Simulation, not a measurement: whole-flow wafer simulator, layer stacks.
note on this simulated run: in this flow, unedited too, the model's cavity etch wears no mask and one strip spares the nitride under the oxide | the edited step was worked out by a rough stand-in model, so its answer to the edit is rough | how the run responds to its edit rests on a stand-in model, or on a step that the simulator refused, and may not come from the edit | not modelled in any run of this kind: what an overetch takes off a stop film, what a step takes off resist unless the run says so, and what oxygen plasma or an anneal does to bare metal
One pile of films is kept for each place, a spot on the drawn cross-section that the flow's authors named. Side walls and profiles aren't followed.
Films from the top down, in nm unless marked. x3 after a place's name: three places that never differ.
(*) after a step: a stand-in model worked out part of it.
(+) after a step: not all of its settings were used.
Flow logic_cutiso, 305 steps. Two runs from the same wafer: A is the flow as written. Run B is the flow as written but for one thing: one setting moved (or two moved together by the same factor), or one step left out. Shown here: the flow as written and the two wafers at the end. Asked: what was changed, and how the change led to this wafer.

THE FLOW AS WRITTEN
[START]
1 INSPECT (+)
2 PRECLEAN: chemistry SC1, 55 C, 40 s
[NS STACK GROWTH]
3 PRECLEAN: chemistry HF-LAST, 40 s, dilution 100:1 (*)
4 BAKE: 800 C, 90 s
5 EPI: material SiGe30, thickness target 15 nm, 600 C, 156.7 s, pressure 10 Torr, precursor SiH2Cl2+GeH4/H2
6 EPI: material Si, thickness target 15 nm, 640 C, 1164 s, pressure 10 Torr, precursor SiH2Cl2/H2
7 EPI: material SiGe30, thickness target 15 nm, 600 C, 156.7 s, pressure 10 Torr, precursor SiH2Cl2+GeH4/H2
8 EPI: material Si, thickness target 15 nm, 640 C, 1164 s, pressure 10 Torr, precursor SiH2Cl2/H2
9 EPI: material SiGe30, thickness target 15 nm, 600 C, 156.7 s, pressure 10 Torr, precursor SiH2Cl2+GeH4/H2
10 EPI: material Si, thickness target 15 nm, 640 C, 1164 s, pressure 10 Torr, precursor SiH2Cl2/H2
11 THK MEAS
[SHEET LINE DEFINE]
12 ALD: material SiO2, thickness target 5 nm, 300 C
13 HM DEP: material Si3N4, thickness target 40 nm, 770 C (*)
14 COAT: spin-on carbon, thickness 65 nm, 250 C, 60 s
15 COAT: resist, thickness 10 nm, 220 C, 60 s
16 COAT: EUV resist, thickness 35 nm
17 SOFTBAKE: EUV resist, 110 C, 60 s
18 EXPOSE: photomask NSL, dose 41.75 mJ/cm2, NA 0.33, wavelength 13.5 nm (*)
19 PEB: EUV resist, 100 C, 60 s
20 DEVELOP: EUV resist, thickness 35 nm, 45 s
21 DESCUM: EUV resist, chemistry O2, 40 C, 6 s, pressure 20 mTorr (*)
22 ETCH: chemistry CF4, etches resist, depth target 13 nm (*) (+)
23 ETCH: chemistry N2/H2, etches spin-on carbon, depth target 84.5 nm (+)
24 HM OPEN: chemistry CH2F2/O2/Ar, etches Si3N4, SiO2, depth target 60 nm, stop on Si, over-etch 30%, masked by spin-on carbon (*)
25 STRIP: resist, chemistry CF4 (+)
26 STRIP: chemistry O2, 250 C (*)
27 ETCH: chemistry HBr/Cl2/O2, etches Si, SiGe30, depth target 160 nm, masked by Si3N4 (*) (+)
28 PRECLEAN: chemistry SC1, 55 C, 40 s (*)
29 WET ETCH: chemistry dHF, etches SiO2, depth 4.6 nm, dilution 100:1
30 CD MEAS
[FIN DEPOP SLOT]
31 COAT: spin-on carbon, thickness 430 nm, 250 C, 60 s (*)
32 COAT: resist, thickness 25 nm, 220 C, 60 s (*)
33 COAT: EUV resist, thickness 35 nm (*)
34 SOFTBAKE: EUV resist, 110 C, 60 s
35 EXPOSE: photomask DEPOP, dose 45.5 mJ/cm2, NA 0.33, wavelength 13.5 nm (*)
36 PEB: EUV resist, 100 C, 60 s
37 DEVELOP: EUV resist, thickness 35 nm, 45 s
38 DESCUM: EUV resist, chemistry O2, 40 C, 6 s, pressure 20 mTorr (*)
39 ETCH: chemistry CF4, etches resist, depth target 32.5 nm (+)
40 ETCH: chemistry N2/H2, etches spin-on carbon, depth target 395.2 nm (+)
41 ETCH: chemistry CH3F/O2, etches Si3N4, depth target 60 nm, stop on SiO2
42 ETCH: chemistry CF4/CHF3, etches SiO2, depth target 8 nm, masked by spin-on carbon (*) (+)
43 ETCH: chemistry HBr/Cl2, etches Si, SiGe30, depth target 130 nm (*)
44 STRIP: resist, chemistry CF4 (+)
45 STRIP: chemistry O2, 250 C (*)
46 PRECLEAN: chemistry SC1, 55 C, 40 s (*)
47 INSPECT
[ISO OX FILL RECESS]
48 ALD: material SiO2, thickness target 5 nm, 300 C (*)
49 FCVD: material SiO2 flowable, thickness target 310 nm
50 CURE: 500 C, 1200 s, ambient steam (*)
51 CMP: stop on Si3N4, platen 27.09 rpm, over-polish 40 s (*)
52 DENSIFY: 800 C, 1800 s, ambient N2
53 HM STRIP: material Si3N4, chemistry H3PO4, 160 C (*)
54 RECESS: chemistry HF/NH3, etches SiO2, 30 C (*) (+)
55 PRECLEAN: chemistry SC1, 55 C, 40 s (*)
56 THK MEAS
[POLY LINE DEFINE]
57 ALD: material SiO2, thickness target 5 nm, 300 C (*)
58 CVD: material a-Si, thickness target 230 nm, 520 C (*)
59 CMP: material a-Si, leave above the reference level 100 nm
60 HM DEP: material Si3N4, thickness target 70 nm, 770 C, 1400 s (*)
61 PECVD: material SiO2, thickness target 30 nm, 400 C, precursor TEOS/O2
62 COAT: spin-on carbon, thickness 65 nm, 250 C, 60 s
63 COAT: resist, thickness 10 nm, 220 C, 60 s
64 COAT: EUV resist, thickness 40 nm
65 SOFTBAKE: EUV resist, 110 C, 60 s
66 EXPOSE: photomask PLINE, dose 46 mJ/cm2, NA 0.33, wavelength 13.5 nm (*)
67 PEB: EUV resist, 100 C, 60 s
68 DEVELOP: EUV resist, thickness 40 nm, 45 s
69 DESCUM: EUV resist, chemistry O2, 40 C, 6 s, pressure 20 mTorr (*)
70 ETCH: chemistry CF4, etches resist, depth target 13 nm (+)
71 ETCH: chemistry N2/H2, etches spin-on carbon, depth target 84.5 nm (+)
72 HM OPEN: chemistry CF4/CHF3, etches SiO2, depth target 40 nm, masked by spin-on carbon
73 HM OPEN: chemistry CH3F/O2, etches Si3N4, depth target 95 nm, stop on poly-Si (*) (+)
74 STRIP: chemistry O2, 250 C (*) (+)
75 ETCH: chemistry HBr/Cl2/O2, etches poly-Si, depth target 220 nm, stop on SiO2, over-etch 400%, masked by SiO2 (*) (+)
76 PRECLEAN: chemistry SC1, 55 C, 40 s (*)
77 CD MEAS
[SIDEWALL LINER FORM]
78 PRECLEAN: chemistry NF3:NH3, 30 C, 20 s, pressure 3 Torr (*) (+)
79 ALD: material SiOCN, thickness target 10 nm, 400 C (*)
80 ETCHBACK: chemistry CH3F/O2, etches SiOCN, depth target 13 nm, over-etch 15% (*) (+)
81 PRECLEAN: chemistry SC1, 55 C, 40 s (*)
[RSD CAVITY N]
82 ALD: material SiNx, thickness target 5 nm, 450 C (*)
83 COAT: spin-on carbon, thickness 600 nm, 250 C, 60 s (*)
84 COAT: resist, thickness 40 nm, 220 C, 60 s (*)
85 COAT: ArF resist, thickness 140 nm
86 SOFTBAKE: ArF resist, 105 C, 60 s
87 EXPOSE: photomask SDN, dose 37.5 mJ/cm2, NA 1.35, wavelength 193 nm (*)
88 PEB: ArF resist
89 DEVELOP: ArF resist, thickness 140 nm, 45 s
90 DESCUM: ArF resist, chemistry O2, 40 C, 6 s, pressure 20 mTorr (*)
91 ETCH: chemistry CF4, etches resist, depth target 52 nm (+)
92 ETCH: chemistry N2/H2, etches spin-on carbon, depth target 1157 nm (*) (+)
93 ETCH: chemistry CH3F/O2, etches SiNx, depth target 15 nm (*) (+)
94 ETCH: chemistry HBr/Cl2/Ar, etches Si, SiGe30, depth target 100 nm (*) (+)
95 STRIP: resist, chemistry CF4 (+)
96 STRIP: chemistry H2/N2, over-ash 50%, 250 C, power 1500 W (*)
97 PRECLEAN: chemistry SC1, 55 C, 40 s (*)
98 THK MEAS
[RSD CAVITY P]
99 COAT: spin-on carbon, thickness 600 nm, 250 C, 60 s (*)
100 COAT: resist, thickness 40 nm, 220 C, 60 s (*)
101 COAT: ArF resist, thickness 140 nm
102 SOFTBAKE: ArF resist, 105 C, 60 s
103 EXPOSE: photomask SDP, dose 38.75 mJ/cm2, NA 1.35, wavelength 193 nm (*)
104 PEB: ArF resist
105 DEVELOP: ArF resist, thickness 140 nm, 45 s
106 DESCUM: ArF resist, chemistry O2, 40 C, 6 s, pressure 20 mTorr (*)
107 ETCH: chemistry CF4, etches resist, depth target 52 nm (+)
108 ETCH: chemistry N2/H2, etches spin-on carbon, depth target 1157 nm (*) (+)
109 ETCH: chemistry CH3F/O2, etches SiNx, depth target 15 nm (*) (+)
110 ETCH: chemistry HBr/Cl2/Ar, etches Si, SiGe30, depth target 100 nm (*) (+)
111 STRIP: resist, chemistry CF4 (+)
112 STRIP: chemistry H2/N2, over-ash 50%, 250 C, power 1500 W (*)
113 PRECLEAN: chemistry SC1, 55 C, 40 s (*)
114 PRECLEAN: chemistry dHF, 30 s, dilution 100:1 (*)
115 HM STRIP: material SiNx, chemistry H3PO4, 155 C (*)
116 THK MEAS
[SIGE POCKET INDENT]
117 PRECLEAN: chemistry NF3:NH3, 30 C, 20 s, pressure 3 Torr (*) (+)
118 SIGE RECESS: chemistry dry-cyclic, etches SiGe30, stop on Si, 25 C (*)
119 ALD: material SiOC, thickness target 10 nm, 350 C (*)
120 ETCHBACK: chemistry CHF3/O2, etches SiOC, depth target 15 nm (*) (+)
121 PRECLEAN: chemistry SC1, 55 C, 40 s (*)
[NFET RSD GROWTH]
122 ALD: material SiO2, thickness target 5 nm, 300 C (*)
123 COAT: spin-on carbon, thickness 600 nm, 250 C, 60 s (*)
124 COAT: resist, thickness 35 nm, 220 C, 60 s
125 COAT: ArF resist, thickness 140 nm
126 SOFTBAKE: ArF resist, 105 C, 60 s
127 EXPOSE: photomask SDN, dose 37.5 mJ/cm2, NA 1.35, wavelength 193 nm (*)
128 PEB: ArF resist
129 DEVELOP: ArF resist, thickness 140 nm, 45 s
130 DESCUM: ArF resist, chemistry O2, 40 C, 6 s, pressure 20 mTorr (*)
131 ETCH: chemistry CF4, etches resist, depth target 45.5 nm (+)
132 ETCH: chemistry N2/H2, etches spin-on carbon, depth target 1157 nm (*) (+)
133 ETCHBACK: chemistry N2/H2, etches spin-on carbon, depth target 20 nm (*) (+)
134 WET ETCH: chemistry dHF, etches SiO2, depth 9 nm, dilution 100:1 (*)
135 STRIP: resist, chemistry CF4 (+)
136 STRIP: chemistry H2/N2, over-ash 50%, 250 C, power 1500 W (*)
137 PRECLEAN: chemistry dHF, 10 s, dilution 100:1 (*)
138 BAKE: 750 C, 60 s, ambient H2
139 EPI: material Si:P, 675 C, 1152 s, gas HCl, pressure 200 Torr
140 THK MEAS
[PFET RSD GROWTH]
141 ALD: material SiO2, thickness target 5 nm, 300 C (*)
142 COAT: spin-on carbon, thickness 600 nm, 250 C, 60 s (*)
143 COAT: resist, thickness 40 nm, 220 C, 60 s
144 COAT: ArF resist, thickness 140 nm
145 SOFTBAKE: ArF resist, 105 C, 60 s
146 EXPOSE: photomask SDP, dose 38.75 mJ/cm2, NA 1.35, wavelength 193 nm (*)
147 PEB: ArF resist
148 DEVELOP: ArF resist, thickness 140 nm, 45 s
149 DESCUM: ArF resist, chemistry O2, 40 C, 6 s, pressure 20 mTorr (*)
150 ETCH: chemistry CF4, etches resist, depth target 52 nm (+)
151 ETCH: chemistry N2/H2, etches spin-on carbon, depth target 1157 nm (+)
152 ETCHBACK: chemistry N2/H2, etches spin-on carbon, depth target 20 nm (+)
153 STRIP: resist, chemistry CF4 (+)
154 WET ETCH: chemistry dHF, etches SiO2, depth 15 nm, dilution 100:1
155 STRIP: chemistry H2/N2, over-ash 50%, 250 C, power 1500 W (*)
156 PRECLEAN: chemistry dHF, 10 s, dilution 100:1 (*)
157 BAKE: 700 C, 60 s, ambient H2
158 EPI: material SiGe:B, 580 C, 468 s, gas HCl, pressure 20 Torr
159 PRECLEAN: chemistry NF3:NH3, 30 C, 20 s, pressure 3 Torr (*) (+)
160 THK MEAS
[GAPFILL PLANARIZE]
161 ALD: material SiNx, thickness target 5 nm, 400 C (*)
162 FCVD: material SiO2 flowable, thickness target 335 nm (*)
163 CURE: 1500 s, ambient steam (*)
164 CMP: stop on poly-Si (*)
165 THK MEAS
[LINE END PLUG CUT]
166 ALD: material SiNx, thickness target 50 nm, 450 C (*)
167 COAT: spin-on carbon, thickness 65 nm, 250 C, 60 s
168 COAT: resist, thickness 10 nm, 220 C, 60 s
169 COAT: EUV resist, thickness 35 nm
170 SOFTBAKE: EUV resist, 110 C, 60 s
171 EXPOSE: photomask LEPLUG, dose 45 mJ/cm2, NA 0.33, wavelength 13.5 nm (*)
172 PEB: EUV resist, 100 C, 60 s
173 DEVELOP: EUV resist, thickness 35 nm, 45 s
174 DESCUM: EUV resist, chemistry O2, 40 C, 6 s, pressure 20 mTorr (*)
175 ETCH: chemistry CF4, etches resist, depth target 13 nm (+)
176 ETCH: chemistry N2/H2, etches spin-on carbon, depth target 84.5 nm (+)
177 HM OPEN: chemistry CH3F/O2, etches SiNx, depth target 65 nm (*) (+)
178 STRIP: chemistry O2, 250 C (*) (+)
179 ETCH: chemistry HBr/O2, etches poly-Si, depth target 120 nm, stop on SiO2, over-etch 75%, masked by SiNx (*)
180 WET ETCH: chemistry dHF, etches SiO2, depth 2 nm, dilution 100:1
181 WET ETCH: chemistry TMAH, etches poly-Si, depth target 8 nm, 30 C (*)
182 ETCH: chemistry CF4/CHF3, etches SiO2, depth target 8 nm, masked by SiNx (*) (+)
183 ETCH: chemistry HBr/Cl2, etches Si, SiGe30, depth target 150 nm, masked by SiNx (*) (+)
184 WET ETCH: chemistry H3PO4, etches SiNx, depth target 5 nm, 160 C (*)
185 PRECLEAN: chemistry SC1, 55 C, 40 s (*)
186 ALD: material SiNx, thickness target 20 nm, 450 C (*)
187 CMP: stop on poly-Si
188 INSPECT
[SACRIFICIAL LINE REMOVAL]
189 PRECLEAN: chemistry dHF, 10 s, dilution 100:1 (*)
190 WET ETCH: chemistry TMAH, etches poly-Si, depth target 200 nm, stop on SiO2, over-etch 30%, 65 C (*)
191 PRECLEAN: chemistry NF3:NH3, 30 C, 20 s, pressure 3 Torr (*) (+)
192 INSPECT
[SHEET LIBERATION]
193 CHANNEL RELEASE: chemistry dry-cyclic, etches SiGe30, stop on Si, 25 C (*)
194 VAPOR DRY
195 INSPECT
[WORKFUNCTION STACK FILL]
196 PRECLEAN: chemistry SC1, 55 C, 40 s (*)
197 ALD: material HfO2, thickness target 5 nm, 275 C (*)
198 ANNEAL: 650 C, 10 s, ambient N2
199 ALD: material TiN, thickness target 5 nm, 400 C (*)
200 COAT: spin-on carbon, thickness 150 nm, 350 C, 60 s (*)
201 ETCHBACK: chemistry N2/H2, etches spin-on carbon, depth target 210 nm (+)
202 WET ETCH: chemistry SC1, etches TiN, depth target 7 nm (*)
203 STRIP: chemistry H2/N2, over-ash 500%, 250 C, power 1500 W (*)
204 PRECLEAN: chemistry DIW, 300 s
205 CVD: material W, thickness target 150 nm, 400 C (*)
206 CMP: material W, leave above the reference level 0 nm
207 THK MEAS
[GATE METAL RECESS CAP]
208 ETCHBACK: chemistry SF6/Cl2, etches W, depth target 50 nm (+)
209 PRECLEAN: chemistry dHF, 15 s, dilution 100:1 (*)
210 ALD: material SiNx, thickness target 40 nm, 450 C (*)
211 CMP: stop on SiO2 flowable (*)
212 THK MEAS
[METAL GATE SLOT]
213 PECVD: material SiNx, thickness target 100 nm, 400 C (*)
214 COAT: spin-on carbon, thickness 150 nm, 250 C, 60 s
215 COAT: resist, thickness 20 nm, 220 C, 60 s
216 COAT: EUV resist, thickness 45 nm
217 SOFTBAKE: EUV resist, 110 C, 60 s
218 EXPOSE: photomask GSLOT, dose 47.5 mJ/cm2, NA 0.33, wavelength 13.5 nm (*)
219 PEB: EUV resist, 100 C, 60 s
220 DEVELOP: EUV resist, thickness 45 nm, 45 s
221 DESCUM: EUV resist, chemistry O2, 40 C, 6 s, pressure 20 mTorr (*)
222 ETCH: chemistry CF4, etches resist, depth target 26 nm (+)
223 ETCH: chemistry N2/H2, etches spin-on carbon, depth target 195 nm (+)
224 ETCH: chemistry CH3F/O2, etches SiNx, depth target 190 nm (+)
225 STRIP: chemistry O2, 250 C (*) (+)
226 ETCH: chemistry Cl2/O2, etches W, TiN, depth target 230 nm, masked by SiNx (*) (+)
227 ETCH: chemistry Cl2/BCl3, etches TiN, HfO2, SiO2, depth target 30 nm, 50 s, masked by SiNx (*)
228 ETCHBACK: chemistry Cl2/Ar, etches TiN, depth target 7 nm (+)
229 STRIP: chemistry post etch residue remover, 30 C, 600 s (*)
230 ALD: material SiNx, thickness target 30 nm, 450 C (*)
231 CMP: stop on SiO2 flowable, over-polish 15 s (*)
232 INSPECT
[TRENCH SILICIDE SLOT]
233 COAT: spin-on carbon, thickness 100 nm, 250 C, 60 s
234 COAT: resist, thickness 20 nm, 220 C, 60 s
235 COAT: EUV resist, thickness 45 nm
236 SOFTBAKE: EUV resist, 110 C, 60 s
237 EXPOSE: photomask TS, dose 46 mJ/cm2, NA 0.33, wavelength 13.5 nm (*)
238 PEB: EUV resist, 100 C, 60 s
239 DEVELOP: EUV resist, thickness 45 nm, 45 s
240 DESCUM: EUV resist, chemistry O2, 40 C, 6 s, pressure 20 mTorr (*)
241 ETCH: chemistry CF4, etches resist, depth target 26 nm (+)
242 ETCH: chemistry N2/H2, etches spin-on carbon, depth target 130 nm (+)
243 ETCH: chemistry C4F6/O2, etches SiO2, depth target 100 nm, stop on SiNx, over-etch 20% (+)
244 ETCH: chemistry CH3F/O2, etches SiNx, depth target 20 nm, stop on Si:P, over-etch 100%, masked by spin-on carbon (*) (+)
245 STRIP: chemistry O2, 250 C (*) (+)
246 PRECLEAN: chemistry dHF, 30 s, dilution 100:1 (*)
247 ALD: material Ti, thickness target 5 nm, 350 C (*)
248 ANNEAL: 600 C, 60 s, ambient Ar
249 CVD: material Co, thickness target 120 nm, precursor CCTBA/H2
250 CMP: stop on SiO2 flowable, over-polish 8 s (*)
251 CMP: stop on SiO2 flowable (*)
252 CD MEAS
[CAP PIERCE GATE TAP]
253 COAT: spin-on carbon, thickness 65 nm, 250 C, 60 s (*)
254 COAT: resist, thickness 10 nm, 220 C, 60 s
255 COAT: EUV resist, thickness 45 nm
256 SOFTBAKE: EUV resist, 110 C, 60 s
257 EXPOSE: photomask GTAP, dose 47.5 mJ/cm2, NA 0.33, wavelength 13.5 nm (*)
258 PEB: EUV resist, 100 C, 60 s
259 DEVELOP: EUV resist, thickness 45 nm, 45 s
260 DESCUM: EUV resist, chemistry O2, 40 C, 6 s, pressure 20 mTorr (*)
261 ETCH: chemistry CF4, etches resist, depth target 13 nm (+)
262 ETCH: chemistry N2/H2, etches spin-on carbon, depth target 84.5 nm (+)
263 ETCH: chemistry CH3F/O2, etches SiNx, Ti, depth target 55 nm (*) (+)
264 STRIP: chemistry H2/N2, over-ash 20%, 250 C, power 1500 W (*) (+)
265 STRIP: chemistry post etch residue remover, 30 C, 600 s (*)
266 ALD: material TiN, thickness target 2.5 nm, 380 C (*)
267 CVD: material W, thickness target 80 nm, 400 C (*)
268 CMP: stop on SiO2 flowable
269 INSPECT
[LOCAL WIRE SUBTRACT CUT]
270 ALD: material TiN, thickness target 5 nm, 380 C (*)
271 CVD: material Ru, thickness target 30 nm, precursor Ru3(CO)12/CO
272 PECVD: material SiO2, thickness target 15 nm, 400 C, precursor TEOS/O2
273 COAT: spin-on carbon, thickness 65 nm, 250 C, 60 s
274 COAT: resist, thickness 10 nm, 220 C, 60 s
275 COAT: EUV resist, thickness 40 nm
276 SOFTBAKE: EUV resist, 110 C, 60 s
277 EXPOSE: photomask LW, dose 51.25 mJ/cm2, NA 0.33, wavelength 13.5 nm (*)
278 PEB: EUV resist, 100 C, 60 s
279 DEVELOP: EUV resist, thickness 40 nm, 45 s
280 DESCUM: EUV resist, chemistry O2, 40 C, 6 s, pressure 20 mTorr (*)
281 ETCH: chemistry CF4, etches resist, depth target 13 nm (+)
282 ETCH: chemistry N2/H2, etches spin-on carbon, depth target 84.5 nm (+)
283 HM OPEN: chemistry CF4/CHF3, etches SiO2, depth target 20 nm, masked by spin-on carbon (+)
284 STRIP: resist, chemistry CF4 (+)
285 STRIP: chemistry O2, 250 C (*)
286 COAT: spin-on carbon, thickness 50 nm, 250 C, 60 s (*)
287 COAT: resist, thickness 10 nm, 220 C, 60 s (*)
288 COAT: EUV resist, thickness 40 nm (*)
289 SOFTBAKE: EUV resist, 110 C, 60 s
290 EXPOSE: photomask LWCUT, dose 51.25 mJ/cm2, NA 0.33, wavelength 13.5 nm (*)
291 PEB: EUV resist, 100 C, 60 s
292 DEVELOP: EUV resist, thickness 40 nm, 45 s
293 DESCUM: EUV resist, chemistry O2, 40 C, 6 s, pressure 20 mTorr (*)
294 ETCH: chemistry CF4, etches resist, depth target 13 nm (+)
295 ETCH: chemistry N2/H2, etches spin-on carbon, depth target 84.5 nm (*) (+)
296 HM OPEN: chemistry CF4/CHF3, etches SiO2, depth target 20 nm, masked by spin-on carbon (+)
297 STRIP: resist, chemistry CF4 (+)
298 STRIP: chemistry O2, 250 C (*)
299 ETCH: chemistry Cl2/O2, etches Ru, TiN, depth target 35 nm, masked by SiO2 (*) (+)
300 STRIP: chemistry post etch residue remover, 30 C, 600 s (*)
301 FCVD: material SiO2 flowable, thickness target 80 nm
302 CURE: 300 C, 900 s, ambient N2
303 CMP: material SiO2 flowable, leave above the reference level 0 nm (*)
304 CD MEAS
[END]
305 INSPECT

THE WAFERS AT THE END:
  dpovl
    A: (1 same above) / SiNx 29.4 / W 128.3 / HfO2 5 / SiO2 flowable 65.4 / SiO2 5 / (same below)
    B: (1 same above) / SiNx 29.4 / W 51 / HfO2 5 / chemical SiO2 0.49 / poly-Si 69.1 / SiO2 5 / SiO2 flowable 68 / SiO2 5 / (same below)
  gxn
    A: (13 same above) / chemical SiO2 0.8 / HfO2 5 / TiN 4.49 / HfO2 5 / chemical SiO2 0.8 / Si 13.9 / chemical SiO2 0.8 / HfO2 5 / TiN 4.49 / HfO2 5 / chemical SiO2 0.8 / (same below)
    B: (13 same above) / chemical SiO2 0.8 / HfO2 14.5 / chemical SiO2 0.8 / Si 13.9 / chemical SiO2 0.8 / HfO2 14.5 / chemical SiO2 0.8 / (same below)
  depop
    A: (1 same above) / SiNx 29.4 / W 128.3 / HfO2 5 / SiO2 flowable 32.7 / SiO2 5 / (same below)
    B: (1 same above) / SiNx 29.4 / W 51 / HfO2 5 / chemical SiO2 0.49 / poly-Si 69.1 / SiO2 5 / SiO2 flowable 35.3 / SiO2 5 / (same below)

The cause: step 190, WET ETCH: depth target 120 nm was run, where the flow has depth target 200 nm.

How the change led to this, step by step:
  190 WET ETCH: chemistry TMAH, etches poly-Si, depth target 200 nm, stop on SiO2, over-etch 30%, 65 C (*)
      depop, dpovl, gfld, gxf, isow, nsgap: A poly-Si -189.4 (all of it) | B poly-Si -120
  191 PRECLEAN: chemistry NF3:NH3, 30 C, 20 s, pressure 3 Torr (*) (+)
      depop, dpovl, gfld, gxf, isow, nsgap: A SiO2 -5 (all of it), SiO2 flowable -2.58 | B nothing
  197 ALD: material HfO2, thickness target 5 nm, 275 C (*)
      gxn, gxp: A HfO2 +5 (new film), HfO2 +5 (new film), cavity -10, HfO2 +5 (new film), HfO2 +5 (new film), cavity -10, HfO2 +5 (new film), HfO2 +5 (new film), cavity -10, HfO2 +5 (new film) | B HfO2 +5 (new film), HfO2 +5 (new film), cavity -10, HfO2 +5 (new film), HfO2 +14.5 (new film), cavity -14.5 (all of it), HfO2 +14.5 (new film), cavity -14.5 (all of it)
      gxf: A HfO2 +7.7 (new film) | B HfO2 +5 (new film)
  199 ALD: material TiN, thickness target 5 nm, 400 C (*)
      gxn, gxp: A TiN +5 (new film), TiN +4.49 (new film), cavity -4.49 (all of it), TiN +4.49 (new film), cavity -4.49 (all of it), TiN +4.49 (new film), cavity -4.49 (all of it) | B TiN +5 (new film), TiN +4.49 (new film), cavity -4.49 (all of it)
      gfld: A TiN +7.64 (new film) | B TiN +5 (new film)
  200 COAT: spin-on carbon, thickness 150 nm, 350 C, 60 s (*)
      depop: A spin-on carbon +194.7 (new film) | B spin-on carbon +157 (new film)
      dpovl: A spin-on carbon +194.8 (new film) | B spin-on carbon +157 (new film)
      (and at 5 more places)
  201 ETCHBACK: chemistry N2/H2, etches spin-on carbon, depth target 210 nm (+)
      depop: A spin-on carbon -194.7 (all of it) | B spin-on carbon -157 (all of it)
      dpovl: A spin-on carbon -194.8 (all of it) | B spin-on carbon -157 (all of it)
      (and at 3 more places)
  203 STRIP: chemistry H2/N2, over-ash 500%, 250 C, power 1500 W (*)
      gl, glp: A spin-on carbon -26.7 (all of it) | B spin-on carbon -28.3 (all of it)
      gxn, gxp: A spin-on carbon -26.8 (all of it) | B spin-on carbon -28.5 (all of it)
      (and at 3 more places)
  205 CVD: material W, thickness target 150 nm, 400 C (*)
      depop, dpovl, isow, nsgap: A W +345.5 (new film) | B W +268.2 (new film)
      gfld: A W +337.9 (new film) | B W +263.2 (new film)
      (and at 1 more place)
  226 ETCH: chemistry Cl2/O2, etches W, TiN, depth target 230 nm, masked by SiNx (*) (+)
      depop, dpovl, gl and 18 more: A SiNx -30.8 | B SiNx -11.5
      gfld: A W -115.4 (all of it), TiN -7.64 (all of it), HfO2 -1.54 | B W -40.8 (all of it), TiN -5 (all of it), HfO2 -0.57
  227 ETCH: chemistry Cl2/BCl3, etches TiN, HfO2, SiO2, depth target 30 nm, 50 s, masked by SiNx (*)
      gfld: A HfO2 -3.46 (all of it), SiO2 flowable -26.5 | B HfO2 -4.43 (all of it), chemical SiO2 -0.49 (all of it), poly-Si -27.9
  228 ETCHBACK: chemistry Cl2/Ar, etches TiN, depth target 7 nm (+)
      gfld: A SiO2 flowable -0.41 | B poly-Si -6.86
  230 ALD: material SiNx, thickness target 30 nm, 450 C (*)
      gfld: A SiNx +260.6 (new film) | B SiNx +210.9 (new film)
  231 CMP: stop on SiO2 flowable, over-polish 15 s (*)
      depop, dpovl, gl and 9 more: A SiNx -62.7 | B SiNx -82
      lnr, lnri, lnrp, lnrt: A SiNx -61 (all of it), SiOCN -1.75 | B SiNx -80.3 (all of it), SiOCN -1.75
      (and at 6 more places)
Counting metal films that touch as one body, gxn has 2 bodies (between them, from the top down: HfO2 5 / chemical SiO2 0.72 / Si 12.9 / chemical SiO2 0.8 / HfO2 5); the flow as written gives 4 bodies (between them, from the top down: HfO2 5 / chemical SiO2 0.72 / Si 12.9 / chemical SiO2 0.8 / HfO2 5; HfO2 5 / chemical SiO2 0.8 / Si 13.9 / chemical SiO2 0.8 / HfO2 5; HfO2 5 / chemical SiO2 0.8 / Si 13.9 / chemical SiO2 0.8 / HfO2 5).
